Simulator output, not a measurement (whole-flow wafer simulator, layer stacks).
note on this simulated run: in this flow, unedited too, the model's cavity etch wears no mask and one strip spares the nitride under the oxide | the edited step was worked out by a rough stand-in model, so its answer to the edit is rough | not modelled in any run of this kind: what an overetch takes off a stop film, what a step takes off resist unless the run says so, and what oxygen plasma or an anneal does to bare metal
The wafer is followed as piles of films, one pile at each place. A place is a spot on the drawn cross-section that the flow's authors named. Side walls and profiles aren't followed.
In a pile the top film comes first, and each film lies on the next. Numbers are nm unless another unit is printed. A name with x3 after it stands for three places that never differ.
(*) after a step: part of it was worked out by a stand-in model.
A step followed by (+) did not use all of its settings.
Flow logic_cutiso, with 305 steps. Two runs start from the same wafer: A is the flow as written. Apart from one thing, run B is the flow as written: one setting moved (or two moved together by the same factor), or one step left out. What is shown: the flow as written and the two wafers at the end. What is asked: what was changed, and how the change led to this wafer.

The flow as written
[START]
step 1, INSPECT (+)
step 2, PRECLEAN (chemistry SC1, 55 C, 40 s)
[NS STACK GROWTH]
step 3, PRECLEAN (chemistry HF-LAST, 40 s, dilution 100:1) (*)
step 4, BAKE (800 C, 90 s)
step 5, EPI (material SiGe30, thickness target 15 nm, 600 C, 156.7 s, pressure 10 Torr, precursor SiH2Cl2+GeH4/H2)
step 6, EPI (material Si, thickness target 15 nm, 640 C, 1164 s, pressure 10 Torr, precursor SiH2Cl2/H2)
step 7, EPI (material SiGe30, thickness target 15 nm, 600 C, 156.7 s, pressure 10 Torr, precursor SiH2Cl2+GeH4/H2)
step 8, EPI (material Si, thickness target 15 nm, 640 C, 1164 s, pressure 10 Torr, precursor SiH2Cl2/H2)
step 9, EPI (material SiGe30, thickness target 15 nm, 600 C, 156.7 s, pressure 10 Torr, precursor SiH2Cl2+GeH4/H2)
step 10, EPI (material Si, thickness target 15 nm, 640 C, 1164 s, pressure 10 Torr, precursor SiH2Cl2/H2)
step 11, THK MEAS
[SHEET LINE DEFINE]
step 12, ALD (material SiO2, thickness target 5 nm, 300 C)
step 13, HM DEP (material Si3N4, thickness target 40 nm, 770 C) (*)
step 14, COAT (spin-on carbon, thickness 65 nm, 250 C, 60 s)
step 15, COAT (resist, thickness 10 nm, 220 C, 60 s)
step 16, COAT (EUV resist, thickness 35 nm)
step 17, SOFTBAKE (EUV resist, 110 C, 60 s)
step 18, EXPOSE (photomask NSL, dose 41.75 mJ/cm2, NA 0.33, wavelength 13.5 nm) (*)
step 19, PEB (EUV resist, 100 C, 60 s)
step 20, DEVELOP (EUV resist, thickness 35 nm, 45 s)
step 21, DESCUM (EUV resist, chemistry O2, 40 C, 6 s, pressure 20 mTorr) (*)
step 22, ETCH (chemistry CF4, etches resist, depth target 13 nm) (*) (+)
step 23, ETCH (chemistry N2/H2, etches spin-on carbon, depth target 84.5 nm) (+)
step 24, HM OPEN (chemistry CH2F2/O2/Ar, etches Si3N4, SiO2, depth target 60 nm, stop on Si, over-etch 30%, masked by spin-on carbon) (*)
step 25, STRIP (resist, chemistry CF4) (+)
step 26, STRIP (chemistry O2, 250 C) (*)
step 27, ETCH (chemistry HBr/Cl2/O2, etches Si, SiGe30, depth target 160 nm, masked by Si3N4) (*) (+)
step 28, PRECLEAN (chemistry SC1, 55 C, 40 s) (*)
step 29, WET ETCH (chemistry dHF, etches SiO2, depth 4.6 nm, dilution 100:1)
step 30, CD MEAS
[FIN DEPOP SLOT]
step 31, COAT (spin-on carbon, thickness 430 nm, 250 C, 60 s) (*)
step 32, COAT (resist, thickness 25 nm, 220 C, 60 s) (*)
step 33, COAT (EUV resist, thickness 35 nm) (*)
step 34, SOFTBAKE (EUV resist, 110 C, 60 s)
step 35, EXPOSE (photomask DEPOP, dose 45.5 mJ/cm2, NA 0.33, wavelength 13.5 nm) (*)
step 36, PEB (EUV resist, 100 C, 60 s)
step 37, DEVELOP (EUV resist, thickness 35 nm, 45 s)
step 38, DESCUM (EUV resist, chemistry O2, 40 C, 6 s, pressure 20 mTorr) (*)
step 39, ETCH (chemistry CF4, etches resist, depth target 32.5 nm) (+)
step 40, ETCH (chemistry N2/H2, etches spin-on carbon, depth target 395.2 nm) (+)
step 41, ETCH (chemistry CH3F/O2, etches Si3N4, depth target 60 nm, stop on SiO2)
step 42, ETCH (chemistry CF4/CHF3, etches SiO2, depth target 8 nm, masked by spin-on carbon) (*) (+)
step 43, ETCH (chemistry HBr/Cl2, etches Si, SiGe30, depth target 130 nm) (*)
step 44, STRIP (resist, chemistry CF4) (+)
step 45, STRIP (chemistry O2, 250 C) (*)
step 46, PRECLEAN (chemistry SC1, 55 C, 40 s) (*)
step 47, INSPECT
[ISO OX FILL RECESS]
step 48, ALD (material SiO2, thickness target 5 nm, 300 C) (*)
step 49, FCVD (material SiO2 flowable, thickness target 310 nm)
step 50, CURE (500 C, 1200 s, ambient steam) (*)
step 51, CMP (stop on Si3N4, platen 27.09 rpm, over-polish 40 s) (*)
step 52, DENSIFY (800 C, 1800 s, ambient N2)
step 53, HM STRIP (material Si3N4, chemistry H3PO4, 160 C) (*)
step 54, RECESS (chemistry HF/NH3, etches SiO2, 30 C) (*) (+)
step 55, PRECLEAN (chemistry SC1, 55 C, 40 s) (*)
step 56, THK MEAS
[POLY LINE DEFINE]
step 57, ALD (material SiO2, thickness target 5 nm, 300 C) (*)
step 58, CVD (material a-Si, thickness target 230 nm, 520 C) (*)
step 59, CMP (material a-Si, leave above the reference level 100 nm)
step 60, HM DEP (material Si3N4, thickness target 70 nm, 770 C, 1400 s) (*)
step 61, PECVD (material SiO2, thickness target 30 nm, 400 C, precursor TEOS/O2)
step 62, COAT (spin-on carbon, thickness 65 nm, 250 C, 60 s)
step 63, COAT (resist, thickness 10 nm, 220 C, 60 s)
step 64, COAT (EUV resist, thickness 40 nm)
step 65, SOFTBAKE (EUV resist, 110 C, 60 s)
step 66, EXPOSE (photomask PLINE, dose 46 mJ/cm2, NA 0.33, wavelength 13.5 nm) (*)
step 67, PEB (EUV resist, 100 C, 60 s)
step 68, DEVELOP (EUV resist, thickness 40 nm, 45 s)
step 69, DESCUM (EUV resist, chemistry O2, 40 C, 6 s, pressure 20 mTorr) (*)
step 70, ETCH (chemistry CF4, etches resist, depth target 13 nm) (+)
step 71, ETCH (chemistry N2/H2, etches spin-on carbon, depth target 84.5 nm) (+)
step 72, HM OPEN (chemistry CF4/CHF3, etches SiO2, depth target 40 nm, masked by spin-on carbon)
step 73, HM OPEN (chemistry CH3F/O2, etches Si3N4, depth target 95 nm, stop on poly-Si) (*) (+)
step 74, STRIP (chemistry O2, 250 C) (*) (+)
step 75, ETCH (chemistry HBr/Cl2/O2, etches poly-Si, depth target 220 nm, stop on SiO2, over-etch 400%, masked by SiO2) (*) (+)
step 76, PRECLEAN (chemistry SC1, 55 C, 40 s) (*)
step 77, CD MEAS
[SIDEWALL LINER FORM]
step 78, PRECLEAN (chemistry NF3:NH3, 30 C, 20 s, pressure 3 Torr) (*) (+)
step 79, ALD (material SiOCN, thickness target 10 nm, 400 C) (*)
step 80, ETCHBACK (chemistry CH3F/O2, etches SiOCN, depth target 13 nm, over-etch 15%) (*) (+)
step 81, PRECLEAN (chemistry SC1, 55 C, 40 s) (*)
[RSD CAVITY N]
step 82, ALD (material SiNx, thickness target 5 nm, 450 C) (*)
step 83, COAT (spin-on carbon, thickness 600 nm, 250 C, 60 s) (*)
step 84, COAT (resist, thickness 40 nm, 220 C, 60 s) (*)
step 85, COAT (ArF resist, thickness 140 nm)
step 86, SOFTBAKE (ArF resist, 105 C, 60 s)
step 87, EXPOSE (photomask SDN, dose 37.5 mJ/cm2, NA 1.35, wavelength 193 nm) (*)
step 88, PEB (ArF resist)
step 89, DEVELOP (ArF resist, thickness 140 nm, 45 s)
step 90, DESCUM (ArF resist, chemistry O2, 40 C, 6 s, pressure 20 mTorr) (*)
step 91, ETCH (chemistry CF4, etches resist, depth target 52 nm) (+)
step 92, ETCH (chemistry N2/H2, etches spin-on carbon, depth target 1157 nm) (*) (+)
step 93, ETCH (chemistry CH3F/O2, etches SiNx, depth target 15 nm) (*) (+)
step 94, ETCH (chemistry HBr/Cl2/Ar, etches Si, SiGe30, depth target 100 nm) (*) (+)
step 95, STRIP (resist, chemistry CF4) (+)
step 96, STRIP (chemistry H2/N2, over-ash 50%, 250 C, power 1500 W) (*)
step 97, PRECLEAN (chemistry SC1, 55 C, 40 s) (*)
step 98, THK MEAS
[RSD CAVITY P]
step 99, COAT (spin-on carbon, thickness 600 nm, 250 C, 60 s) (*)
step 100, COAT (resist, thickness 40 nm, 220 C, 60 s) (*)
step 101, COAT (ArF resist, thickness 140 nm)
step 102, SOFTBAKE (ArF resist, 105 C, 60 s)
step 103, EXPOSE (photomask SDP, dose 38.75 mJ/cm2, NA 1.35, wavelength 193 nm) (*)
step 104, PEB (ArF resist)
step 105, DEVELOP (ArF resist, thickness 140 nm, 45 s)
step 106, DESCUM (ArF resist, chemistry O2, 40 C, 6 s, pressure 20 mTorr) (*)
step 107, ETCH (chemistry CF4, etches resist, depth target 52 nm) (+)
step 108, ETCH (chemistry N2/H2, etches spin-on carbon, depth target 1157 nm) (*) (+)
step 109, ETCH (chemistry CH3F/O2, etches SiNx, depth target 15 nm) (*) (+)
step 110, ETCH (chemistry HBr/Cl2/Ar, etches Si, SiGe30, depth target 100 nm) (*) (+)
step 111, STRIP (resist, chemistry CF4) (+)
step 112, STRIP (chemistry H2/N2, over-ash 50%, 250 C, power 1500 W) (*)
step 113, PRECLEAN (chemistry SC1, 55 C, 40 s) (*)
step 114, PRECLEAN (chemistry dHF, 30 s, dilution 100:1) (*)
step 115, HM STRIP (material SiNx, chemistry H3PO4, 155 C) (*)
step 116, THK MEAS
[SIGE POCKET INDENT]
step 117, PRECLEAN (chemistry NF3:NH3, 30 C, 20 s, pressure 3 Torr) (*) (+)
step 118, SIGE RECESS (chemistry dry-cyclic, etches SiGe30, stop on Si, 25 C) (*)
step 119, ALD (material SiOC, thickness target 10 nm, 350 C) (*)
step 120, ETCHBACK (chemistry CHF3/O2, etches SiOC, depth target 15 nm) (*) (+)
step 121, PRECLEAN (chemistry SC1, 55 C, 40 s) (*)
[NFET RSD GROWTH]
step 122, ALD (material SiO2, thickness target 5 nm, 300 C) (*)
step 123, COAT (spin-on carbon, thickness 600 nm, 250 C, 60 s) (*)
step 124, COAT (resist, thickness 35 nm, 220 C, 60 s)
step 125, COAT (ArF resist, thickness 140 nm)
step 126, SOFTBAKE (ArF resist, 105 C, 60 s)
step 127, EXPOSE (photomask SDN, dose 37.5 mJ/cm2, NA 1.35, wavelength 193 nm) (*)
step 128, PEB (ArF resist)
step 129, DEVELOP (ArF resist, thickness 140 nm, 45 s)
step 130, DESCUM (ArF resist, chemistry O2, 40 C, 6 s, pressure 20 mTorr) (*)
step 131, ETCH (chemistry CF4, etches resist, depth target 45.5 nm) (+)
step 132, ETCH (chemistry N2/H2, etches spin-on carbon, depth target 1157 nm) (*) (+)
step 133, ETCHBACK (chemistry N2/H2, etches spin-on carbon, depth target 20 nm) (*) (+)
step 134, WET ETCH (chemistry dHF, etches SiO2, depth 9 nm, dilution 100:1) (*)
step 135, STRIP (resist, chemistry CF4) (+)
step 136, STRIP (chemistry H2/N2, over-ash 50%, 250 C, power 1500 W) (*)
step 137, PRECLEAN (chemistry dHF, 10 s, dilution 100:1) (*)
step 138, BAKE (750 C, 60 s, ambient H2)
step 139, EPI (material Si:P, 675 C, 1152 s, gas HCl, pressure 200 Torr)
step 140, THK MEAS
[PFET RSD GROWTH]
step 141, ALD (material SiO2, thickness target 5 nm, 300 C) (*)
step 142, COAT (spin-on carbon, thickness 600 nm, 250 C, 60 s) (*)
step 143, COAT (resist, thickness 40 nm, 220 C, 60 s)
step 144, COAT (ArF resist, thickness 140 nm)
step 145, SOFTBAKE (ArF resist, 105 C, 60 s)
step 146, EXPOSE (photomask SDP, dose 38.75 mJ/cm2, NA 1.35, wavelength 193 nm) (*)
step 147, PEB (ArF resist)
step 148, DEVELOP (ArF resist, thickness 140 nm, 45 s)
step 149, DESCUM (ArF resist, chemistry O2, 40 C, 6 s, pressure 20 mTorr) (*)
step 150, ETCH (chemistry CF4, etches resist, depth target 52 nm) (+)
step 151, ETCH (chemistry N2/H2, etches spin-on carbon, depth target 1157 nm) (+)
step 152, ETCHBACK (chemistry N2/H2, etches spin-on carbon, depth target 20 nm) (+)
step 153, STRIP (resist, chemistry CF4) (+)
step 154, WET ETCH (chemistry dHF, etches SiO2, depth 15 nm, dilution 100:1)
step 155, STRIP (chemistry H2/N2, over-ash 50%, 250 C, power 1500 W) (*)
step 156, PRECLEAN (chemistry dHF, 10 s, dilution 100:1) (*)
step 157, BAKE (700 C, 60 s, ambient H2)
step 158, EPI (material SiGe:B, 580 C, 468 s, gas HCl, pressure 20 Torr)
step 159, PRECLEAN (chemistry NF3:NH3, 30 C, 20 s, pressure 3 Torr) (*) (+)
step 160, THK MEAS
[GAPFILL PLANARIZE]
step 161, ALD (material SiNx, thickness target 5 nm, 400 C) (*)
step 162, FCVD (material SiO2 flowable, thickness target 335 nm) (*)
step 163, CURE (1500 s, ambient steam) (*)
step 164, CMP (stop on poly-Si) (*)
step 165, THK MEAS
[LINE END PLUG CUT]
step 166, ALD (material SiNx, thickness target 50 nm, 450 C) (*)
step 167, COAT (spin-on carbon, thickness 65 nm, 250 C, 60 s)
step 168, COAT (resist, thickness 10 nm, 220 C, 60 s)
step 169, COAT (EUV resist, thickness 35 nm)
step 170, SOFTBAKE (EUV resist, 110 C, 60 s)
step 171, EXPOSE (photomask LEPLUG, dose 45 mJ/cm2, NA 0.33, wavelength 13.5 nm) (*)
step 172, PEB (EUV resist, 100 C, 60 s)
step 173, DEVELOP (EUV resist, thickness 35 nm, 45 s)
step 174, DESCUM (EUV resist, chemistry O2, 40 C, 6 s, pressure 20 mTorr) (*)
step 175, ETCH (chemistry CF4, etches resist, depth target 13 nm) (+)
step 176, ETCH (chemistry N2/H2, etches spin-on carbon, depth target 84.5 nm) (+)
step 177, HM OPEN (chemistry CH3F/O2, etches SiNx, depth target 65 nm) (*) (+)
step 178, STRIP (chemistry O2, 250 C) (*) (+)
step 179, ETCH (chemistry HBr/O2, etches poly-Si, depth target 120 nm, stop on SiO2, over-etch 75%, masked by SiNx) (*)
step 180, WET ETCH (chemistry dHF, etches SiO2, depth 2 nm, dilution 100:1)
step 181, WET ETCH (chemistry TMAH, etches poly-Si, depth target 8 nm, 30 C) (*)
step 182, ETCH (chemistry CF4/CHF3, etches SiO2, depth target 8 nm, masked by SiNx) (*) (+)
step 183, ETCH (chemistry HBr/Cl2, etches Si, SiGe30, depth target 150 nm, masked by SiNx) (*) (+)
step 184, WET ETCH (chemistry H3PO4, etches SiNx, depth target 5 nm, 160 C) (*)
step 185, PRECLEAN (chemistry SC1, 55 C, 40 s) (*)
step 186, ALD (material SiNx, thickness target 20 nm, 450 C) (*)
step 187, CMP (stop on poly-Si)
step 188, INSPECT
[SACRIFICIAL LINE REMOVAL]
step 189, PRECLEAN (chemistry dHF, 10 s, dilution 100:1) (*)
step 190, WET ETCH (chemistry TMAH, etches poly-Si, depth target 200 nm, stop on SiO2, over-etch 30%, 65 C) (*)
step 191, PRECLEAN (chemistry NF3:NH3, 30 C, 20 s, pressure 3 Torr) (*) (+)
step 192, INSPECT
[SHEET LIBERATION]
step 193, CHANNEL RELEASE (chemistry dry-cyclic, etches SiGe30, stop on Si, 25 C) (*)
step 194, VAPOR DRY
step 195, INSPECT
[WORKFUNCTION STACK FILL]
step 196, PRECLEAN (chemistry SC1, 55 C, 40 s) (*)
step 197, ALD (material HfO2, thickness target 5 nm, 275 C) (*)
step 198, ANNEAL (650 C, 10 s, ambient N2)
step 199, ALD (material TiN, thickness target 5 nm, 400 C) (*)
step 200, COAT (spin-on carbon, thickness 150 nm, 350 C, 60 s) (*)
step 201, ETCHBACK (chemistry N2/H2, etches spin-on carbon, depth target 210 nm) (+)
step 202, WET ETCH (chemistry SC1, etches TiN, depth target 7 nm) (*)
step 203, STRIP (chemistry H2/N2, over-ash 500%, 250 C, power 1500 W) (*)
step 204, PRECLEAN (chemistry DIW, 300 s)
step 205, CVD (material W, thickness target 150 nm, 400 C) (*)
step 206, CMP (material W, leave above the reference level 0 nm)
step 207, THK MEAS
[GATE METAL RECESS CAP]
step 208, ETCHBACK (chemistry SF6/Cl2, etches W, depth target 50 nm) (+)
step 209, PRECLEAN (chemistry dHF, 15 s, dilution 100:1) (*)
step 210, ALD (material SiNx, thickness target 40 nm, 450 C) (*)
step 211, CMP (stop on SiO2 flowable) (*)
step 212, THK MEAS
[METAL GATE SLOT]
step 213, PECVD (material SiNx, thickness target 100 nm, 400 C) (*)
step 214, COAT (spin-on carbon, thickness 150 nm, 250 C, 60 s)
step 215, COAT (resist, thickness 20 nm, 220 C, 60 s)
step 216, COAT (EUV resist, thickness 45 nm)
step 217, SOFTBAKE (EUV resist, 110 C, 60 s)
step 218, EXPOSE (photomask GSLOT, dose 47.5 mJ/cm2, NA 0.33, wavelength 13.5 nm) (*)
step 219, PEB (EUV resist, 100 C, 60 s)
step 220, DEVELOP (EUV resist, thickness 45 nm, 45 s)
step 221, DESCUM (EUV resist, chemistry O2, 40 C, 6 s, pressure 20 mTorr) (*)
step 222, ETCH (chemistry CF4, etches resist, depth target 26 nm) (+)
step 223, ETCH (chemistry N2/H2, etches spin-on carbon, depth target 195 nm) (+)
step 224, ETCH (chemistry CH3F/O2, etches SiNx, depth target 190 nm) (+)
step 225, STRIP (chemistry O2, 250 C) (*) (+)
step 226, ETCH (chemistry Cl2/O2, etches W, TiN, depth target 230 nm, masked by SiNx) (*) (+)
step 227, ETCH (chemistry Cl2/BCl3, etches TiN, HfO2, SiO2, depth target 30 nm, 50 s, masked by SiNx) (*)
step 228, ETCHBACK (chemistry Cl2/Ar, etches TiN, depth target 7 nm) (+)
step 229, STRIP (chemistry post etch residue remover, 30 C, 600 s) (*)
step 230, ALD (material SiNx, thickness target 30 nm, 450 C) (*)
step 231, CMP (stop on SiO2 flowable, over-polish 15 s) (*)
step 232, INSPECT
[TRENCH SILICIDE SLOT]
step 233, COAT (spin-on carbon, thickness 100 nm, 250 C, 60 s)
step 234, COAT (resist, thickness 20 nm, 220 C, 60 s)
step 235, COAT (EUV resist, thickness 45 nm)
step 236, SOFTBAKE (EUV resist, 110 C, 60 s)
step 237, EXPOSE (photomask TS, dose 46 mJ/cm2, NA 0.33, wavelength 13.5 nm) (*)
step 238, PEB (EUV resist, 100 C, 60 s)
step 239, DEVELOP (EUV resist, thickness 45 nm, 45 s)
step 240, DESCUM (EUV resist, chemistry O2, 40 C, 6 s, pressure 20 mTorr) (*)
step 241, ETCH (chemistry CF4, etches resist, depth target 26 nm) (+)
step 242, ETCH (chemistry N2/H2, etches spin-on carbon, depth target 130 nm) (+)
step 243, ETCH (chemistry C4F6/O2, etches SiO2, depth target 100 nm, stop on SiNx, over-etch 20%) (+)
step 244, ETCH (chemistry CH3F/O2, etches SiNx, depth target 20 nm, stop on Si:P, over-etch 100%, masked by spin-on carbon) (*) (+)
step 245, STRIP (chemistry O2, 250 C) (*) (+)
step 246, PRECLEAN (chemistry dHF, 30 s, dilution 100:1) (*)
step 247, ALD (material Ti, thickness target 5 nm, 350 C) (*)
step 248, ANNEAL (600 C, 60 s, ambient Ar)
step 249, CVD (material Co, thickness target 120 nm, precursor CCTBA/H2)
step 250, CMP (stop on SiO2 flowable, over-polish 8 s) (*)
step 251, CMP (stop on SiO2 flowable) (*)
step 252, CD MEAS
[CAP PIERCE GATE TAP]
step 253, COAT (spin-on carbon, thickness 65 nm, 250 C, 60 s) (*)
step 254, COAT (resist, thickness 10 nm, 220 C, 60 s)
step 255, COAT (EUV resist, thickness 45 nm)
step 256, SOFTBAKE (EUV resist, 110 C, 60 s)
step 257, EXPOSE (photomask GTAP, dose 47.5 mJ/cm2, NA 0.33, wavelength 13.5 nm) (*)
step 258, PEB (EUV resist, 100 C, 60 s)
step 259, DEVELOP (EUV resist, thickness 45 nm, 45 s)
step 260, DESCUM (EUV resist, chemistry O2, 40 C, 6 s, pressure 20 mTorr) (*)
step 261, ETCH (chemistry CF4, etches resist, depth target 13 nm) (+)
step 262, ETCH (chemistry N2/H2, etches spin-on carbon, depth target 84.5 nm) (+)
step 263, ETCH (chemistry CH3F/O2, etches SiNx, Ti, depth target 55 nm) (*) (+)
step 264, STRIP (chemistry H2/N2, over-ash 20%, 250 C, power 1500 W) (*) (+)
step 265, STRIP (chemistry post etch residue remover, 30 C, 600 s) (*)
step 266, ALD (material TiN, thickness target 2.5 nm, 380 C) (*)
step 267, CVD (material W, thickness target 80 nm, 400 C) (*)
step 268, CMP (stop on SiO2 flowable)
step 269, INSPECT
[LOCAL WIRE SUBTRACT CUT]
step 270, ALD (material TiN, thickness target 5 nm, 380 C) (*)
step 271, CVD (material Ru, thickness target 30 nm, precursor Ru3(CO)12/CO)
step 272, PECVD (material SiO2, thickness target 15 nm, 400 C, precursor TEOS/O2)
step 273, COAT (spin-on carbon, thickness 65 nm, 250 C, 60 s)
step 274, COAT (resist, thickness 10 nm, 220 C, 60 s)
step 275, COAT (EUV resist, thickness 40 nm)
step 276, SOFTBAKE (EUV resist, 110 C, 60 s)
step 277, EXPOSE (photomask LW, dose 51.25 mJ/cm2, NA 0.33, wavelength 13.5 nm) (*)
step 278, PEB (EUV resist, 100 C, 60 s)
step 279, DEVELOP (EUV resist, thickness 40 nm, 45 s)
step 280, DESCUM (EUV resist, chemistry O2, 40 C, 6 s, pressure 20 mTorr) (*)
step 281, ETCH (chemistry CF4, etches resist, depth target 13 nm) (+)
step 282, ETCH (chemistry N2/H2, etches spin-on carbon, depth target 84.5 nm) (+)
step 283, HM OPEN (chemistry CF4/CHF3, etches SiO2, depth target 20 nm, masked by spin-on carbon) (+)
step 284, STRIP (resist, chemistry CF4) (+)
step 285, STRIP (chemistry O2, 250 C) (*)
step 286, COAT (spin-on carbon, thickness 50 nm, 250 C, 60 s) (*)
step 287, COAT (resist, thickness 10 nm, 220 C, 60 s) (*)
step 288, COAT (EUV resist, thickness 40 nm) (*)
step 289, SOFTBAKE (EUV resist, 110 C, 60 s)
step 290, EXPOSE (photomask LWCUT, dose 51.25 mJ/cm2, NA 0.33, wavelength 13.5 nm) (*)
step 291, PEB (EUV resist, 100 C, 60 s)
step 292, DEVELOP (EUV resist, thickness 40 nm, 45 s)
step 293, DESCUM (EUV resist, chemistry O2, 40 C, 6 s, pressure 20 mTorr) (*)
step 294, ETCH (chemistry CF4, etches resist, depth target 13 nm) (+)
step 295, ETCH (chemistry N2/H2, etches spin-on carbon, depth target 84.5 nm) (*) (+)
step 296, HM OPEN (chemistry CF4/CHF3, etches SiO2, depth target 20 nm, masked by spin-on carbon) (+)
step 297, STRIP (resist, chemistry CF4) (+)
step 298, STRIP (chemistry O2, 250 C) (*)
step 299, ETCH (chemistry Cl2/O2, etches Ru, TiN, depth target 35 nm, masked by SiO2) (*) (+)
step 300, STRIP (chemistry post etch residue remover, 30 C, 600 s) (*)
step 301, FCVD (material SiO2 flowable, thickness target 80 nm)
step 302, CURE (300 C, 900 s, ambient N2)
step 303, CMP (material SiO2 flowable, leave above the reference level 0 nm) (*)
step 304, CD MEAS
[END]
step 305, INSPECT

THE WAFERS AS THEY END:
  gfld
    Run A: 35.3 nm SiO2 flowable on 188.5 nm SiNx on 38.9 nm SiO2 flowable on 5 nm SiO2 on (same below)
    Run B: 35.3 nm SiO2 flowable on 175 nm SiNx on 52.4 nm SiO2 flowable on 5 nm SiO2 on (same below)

The reason: step 227, ETCH: depth target 16.5 nm was run, while the flow as written has depth target 30 nm; step 227, ETCH: 27.5 s was run, where the flow has 50 s.

The path from the change to this, step by step:
  step 227, ETCH (chemistry Cl2/BCl3, etches TiN, HfO2, SiO2, depth target 30 nm, 50 s, masked by SiNx) (*)
      depop, dpovl, gl and 18 more: A -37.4 SiNx | B -20.6 SiNx
      gfld: A -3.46 HfO2 (all of it), -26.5 SiO2 flowable | B -3.46 HfO2 (all of it), -13 SiO2 flowable
  step 231, CMP (stop on SiO2 flowable, over-polish 15 s) (*)
      depop, dpovl, gfld and 10 more: A -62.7 SiNx | B -79.6 SiNx
      lnr, lnri, lnrp, lnrt: A -61 SiNx (all of it), -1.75 SiOCN | B -77.8 SiNx (all of it), -1.75 SiOCN
      (also at 5 further places)
